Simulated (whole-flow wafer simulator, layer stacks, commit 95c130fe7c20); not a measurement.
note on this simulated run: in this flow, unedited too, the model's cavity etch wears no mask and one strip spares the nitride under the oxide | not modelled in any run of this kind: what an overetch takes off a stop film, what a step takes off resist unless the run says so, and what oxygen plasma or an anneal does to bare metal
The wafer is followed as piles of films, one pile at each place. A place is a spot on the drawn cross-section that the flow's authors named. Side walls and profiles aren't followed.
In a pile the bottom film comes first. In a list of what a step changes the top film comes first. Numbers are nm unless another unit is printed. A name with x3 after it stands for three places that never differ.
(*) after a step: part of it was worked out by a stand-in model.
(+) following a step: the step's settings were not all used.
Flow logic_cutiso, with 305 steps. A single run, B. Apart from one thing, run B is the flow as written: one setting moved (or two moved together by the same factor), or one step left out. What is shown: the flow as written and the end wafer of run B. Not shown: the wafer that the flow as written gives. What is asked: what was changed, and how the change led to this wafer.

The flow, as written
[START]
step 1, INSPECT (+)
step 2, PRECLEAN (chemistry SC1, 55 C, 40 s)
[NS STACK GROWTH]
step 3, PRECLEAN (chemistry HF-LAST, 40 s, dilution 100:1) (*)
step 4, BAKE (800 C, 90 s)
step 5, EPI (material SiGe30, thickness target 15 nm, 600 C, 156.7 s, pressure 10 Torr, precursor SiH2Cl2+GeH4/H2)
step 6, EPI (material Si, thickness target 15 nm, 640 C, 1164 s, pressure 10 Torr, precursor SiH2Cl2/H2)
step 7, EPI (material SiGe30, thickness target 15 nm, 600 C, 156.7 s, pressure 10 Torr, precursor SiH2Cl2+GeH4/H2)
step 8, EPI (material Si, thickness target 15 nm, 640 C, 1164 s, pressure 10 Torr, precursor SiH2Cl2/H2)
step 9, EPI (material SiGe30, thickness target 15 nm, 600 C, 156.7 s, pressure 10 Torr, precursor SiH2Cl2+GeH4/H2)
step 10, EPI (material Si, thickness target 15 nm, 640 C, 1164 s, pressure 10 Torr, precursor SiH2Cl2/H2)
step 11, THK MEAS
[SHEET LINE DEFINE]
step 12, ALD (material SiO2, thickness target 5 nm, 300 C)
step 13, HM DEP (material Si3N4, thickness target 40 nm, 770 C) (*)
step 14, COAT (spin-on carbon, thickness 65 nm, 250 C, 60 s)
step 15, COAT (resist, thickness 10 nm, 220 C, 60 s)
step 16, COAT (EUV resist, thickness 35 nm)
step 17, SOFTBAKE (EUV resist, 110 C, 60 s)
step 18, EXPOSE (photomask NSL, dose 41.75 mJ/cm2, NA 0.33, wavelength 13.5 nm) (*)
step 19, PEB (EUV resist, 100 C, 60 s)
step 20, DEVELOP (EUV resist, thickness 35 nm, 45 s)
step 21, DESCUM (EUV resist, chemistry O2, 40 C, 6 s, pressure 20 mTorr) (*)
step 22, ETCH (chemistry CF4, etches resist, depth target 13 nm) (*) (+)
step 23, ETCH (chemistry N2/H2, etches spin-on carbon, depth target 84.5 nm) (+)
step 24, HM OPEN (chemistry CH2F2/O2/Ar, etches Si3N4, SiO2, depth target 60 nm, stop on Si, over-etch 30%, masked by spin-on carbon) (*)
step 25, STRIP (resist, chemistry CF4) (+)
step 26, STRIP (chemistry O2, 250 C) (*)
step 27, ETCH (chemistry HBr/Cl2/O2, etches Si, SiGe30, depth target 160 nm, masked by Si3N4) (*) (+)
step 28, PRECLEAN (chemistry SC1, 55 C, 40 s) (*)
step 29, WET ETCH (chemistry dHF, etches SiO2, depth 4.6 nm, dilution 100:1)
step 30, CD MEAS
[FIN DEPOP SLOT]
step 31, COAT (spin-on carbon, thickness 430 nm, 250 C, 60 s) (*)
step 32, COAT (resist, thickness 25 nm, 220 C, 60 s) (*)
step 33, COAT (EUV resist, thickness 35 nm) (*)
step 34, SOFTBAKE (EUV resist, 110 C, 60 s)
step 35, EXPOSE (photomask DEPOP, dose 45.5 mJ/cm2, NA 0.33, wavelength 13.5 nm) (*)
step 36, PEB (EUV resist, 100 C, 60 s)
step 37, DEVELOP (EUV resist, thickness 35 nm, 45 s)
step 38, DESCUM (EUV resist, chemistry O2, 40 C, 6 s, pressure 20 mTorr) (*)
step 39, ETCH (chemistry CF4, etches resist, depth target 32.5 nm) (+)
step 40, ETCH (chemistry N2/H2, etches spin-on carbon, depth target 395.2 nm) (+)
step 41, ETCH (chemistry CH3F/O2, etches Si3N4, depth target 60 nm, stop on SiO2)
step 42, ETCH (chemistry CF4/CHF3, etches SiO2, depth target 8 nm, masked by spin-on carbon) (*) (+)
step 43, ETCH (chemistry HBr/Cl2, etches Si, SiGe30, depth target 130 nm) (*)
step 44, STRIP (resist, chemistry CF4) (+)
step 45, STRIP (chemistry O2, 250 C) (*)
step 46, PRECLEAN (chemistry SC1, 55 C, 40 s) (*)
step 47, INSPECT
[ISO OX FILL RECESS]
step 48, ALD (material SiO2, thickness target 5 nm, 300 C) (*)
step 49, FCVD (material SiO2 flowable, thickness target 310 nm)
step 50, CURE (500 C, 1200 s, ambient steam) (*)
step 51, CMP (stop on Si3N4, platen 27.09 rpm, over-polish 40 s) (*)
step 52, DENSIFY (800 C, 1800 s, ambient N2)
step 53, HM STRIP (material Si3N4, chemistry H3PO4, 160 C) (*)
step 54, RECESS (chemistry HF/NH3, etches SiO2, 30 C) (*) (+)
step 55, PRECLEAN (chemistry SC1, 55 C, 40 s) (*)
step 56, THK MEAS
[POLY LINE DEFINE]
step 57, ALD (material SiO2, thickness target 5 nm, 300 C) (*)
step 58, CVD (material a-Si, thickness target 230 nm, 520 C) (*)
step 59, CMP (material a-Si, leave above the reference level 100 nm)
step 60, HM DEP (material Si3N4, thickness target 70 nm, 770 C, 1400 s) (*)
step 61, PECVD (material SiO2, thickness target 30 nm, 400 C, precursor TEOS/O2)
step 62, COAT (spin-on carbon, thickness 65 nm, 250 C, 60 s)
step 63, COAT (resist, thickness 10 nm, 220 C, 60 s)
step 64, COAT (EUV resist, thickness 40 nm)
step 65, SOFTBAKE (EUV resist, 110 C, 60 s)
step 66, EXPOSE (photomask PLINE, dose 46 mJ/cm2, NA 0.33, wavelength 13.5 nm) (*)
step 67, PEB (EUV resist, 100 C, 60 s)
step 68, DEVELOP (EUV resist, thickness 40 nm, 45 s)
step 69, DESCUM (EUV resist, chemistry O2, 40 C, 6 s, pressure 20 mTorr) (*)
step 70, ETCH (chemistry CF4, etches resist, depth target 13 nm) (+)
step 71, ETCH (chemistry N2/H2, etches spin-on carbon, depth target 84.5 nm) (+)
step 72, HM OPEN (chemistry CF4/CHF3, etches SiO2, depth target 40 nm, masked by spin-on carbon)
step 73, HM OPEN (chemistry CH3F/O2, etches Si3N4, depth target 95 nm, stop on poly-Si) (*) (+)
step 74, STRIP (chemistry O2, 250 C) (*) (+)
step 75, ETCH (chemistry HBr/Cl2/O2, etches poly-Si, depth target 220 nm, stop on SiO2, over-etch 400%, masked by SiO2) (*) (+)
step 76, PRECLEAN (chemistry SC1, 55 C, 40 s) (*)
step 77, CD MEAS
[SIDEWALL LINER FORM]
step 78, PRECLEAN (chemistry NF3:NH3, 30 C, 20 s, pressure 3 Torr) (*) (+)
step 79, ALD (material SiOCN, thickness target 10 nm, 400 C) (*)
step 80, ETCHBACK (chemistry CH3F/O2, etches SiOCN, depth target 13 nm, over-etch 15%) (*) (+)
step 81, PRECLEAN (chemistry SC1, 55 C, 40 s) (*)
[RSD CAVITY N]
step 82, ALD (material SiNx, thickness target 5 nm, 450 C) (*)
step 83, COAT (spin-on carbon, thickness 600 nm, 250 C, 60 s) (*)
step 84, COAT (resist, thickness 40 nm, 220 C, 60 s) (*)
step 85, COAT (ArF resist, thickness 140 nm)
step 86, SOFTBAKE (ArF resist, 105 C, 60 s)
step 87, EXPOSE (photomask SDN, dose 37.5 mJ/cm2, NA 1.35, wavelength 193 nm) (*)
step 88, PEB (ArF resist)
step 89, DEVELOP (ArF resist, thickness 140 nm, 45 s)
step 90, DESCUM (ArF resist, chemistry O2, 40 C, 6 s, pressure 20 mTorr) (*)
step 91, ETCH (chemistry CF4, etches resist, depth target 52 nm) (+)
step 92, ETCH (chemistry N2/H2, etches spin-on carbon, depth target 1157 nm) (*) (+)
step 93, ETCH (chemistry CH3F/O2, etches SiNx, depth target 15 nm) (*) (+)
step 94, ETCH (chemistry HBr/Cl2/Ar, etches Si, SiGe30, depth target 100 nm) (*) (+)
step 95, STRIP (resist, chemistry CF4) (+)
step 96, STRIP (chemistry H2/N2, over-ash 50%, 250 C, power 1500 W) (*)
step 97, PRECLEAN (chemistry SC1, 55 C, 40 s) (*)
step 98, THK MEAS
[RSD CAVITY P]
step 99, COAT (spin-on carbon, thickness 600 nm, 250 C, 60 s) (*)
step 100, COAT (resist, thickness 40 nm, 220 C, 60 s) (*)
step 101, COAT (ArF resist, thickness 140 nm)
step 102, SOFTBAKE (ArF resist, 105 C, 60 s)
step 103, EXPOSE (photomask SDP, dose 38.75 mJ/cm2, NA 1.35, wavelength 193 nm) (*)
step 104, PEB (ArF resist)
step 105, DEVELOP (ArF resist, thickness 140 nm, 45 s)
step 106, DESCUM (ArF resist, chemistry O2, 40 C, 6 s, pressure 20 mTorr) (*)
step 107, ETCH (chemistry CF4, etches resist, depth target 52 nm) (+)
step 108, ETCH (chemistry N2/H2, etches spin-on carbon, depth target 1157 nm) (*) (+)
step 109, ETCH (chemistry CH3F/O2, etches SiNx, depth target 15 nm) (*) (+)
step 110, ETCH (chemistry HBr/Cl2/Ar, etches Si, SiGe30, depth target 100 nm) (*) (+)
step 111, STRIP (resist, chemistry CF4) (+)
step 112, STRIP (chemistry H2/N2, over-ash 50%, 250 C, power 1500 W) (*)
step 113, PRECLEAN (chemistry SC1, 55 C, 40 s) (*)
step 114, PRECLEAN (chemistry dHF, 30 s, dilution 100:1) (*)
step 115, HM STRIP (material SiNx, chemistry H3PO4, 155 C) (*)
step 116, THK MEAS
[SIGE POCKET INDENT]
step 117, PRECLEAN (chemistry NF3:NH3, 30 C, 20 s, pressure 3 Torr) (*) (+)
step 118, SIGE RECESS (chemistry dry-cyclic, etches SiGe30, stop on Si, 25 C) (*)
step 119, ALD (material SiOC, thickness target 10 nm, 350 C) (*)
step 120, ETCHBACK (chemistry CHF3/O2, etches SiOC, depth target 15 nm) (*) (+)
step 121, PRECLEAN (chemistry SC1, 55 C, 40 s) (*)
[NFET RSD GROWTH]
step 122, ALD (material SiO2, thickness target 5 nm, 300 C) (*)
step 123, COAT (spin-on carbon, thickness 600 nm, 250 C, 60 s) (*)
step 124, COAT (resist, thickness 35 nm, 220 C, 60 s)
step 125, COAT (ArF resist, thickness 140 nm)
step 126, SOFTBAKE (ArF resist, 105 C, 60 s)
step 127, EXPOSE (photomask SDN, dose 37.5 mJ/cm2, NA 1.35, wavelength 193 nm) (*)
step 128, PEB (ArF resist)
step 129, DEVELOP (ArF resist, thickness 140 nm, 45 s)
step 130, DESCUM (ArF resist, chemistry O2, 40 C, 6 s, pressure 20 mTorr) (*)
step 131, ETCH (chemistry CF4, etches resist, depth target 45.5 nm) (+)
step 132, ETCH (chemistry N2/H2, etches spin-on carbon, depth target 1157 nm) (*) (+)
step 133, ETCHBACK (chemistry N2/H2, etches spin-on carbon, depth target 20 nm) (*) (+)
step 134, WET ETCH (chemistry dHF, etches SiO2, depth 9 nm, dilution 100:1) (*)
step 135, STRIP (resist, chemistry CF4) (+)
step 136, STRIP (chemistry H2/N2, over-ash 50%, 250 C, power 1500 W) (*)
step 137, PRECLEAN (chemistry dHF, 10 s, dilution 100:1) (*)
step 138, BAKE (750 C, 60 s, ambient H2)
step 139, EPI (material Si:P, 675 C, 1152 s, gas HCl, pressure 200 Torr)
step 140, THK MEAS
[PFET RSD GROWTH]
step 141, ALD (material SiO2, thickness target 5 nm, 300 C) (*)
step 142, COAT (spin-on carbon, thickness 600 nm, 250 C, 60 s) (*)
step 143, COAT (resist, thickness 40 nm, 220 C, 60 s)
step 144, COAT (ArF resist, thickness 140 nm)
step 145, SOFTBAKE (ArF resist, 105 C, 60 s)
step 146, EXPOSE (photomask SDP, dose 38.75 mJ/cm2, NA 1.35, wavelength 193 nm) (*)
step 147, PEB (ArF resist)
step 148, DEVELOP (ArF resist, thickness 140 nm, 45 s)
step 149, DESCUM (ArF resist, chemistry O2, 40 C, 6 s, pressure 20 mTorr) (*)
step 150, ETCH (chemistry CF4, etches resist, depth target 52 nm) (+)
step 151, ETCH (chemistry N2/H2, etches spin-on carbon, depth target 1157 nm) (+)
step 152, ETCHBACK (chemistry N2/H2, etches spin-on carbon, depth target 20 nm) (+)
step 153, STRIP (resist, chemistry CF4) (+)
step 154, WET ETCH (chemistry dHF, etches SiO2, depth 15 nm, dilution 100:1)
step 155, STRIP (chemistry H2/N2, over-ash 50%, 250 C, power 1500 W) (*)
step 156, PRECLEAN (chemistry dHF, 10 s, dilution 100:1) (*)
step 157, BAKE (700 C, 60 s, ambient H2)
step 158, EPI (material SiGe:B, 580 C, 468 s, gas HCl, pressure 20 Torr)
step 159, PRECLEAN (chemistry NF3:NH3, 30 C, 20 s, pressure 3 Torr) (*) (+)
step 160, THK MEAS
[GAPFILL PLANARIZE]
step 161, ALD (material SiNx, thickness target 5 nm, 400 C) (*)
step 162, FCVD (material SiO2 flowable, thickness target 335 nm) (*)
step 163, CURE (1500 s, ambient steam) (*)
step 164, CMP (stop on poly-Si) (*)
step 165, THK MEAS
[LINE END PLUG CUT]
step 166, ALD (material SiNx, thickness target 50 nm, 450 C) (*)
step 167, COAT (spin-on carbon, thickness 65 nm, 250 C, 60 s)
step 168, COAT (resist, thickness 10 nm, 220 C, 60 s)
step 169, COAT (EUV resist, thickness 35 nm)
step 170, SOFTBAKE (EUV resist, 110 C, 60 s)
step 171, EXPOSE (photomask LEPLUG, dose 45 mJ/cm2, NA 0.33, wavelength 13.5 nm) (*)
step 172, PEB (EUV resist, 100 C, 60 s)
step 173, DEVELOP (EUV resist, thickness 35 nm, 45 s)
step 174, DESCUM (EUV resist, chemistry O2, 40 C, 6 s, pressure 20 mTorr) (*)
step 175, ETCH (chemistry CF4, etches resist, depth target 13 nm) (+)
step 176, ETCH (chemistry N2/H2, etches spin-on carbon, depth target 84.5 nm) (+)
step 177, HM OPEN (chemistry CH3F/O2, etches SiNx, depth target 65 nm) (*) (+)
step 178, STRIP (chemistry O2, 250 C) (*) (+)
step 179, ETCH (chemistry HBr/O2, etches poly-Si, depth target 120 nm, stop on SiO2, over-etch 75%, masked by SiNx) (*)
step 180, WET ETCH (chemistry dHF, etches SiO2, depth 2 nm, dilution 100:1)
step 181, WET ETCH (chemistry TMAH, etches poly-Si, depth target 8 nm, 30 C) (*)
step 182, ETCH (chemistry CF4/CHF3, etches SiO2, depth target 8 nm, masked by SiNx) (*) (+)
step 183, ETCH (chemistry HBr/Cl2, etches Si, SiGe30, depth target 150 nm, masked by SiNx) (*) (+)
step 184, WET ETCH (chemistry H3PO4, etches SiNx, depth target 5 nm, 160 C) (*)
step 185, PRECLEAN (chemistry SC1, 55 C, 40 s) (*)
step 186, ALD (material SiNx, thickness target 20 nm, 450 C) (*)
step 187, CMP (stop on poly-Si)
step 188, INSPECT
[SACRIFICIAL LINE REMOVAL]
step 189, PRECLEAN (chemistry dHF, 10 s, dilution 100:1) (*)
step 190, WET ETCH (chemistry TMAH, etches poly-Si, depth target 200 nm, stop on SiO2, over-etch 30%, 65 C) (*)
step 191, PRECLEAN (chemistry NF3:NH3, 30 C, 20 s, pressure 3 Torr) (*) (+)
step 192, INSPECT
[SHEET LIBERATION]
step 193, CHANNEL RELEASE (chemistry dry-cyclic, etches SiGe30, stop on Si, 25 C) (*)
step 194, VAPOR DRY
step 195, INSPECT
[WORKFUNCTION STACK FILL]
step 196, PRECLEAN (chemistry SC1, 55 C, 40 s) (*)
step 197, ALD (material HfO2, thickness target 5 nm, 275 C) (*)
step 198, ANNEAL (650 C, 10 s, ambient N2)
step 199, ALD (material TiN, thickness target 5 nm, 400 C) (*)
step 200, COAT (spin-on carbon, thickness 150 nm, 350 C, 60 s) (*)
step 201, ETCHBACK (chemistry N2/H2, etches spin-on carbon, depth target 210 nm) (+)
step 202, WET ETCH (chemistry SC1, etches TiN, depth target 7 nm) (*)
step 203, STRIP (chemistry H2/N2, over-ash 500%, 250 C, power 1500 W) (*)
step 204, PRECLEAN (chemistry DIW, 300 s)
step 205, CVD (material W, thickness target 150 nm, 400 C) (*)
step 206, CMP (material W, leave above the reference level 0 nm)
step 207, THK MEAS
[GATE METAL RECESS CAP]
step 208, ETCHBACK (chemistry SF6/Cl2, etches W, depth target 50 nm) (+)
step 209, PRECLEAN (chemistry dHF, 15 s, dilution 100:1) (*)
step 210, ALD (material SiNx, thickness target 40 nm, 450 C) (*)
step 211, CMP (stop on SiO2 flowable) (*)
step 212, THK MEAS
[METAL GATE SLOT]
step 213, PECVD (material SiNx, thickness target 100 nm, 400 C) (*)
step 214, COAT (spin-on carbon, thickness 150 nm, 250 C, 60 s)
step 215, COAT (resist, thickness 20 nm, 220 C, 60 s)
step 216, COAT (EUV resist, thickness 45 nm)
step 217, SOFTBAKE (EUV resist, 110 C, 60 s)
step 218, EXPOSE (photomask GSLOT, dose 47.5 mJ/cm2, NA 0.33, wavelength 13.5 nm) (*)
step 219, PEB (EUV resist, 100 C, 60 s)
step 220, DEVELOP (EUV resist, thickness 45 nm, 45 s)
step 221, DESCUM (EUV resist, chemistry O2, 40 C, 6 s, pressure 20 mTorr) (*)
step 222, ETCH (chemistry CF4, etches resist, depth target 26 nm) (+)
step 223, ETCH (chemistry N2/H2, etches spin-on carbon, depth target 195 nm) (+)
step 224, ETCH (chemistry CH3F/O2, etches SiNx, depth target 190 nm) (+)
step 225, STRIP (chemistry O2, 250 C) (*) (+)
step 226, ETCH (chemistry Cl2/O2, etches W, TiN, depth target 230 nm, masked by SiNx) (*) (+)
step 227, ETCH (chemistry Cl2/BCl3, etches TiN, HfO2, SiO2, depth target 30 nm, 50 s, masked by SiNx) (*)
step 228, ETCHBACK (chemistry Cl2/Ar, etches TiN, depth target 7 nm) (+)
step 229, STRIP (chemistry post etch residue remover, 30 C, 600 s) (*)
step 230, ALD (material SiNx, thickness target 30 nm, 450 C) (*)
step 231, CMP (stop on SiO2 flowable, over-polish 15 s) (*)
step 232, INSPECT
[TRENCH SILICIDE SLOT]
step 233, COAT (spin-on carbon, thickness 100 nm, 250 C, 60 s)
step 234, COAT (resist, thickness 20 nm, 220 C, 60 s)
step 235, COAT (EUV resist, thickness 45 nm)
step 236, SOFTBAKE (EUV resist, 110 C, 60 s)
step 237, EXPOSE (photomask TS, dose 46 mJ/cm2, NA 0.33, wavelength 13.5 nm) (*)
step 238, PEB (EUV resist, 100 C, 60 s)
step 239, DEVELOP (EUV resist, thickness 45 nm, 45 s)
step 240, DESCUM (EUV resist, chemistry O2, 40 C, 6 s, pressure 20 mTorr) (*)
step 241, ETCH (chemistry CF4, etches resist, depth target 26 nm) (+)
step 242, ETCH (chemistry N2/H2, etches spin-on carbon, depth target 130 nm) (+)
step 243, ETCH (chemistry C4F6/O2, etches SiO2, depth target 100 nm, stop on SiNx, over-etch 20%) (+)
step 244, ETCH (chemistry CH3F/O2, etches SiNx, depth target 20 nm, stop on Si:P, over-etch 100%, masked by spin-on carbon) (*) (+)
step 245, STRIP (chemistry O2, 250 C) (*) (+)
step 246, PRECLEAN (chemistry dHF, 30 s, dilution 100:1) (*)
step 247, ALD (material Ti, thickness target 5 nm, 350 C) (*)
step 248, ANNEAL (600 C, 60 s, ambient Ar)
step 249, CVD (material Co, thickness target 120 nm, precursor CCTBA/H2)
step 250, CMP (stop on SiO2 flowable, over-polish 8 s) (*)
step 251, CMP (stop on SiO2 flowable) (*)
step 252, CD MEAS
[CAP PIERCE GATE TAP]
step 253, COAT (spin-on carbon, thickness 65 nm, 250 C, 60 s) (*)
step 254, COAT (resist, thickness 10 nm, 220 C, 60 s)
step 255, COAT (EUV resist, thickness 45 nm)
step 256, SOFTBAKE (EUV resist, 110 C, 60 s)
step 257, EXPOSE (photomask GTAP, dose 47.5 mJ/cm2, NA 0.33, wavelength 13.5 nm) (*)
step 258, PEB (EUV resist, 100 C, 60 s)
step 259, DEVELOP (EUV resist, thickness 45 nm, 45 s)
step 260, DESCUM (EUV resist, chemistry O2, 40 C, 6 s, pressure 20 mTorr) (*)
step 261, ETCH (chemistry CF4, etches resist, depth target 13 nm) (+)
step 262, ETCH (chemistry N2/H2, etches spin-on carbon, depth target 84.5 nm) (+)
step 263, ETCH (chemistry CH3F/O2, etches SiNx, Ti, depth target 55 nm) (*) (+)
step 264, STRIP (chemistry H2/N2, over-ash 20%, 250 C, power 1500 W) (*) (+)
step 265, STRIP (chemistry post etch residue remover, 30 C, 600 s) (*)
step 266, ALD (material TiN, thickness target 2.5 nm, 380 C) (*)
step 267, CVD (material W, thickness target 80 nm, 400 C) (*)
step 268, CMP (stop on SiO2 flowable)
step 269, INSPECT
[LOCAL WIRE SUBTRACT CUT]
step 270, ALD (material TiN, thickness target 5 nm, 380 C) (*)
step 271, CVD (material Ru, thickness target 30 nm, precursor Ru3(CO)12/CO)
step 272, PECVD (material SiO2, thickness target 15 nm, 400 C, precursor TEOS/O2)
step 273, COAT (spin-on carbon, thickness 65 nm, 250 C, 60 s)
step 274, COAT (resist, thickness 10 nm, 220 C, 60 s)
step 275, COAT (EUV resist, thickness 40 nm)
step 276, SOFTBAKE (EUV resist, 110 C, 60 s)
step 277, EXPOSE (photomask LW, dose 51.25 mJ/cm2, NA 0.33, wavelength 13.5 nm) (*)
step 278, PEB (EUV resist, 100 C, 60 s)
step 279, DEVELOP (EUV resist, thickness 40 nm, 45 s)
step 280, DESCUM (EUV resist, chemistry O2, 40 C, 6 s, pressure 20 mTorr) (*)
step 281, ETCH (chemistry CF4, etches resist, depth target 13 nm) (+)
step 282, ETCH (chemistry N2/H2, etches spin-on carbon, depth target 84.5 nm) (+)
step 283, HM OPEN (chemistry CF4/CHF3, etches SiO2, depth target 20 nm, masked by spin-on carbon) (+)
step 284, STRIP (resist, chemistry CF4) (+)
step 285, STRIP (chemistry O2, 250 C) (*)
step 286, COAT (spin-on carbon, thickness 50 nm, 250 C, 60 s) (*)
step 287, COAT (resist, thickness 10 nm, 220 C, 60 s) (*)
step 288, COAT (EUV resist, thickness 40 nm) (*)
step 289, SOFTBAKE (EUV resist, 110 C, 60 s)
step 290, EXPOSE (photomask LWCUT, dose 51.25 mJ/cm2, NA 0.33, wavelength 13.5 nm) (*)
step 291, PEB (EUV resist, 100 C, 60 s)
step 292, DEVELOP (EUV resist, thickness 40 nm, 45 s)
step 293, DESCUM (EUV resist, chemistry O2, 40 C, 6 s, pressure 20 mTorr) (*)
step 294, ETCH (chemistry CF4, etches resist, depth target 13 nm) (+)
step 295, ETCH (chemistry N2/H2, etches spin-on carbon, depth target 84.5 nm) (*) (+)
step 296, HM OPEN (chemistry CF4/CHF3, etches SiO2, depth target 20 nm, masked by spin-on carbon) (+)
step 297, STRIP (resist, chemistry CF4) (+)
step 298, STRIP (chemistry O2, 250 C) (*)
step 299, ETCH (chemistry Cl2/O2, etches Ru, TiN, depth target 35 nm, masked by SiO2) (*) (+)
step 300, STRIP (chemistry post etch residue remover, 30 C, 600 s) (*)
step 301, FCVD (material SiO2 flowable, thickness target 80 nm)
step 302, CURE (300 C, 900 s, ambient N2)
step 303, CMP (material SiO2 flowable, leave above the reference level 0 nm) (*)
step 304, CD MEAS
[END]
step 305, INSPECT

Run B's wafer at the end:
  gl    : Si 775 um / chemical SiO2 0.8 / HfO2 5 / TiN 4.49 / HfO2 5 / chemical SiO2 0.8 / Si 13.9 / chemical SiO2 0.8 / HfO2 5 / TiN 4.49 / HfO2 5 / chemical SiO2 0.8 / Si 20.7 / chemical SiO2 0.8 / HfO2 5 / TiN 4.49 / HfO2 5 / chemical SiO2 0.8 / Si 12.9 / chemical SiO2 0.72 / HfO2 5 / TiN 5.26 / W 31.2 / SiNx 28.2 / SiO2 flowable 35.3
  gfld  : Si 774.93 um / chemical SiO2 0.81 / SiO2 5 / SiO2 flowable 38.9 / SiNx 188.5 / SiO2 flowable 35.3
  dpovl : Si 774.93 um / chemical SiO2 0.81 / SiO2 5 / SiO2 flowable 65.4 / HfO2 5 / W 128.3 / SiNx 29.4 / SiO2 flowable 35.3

Cause: step 8, EPI: 1688 s was run, whereas the flow has 1164 s.

Step by step, how the change led to this:
  step 8, EPI (material Si, thickness target 15 nm, 640 C, 1164 s, pressure 10 Torr, precursor SiH2Cl2/H2)
      depop, dpovl, gfld and 19 more: +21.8 Si (new film) (in the flow as written it would be: +15 Si (new film))
  step 27, ETCH (chemistry HBr/Cl2/O2, etches Si, SiGe30, depth target 160 nm, masked by Si3N4) (*) (+)
      gfld, gxf, iso, lnri: -0.79 chemical SiO2 (all of it), -11.4 Si (all of it), -15 SiGe30 (all of it), -21.8 Si (all of it), -15 SiGe30 (all of it), -15 Si (all of it), -15 SiGe30 (all of it), -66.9 Si (in the flow as written it would be: -0.79 chemical SiO2 (all of it), -11.4 Si (all of it), -15 SiGe30 (all of it), -15 Si (all of it), -15 SiGe30 (all of it), -15 Si (all of it), -15 SiGe30 (all of it), -73.6 Si)
      dpovl, nsgap: -0.79 chemical SiO2 (all of it), -11.8 Si (all of it), -15 SiGe30 (all of it), -21.8 Si (all of it), -15 SiGe30 (all of it), -15 Si (all of it), -15 SiGe30 (all of it), -66.5 Si (in the flow as written it would be: -0.79 chemical SiO2 (all of it), -11.8 Si (all of it), -15 SiGe30 (all of it), -15 Si (all of it), -15 SiGe30 (all of it), -15 Si (all of it), -15 SiGe30 (all of it), -73.2 Si)
      (also at 1 further place)
  step 43, ETCH (chemistry HBr/Cl2, etches Si, SiGe30, depth target 130 nm) (*)
      depop: -14 Si (all of it), -15 SiGe30 (all of it), -21.8 Si (all of it), -15 SiGe30 (all of it), -15 Si (all of it), -15 SiGe30 (all of it), -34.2 Si (in the flow as written it would be: -14 Si (all of it), -15 SiGe30 (all of it), -15 Si (all of it), -15 SiGe30 (all of it), -15 Si (all of it), -15 SiGe30 (all of it), -41 Si)
  step 94, ETCH (chemistry HBr/Cl2/Ar, etches Si, SiGe30, depth target 100 nm) (*) (+)
      rsdn, rsdx: -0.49 chemical SiO2 (all of it), -12.8 Si (all of it), -15 SiGe30 (all of it), -21.8 Si (all of it), -15 SiGe30 (all of it), -15 Si (all of it), -15 SiGe30 (all of it), -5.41 Si (in the flow as written it would be: -0.49 chemical SiO2 (all of it), -12.8 Si (all of it), -15 SiGe30 (all of it), -15 Si (all of it), -15 SiGe30 (all of it), -15 Si (all of it), -15 SiGe30 (all of it), -12.2 Si)
  step 110, ETCH (chemistry HBr/Cl2/Ar, etches Si, SiGe30, depth target 100 nm) (*) (+)
      rsdp, rsdw: -0.49 chemical SiO2 (all of it), -12.8 Si (all of it), -15 SiGe30 (all of it), -21.8 Si (all of it), -15 SiGe30 (all of it), -15 Si (all of it), -15 SiGe30 (all of it), -5.41 Si (in the flow as written it would be: -0.49 chemical SiO2 (all of it), -12.8 Si (all of it), -15 SiGe30 (all of it), -15 Si (all of it), -15 SiGe30 (all of it), -15 Si (all of it), -15 SiGe30 (all of it), -12.2 Si)
  step 183, ETCH (chemistry HBr/Cl2, etches Si, SiGe30, depth target 150 nm, masked by SiNx) (*) (+)
      plug: -13.6 Si (all of it), -15 SiGe30 (all of it), -21.8 Si (all of it), -15 SiGe30 (all of it), -15 Si (all of it), -15 SiGe30 (all of it), -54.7 Si (in the flow as written it would be: -13.6 Si (all of it), -15 SiGe30 (all of it), -15 Si (all of it), -15 SiGe30 (all of it), -15 Si (all of it), -15 SiGe30 (all of it), -61.4 Si)
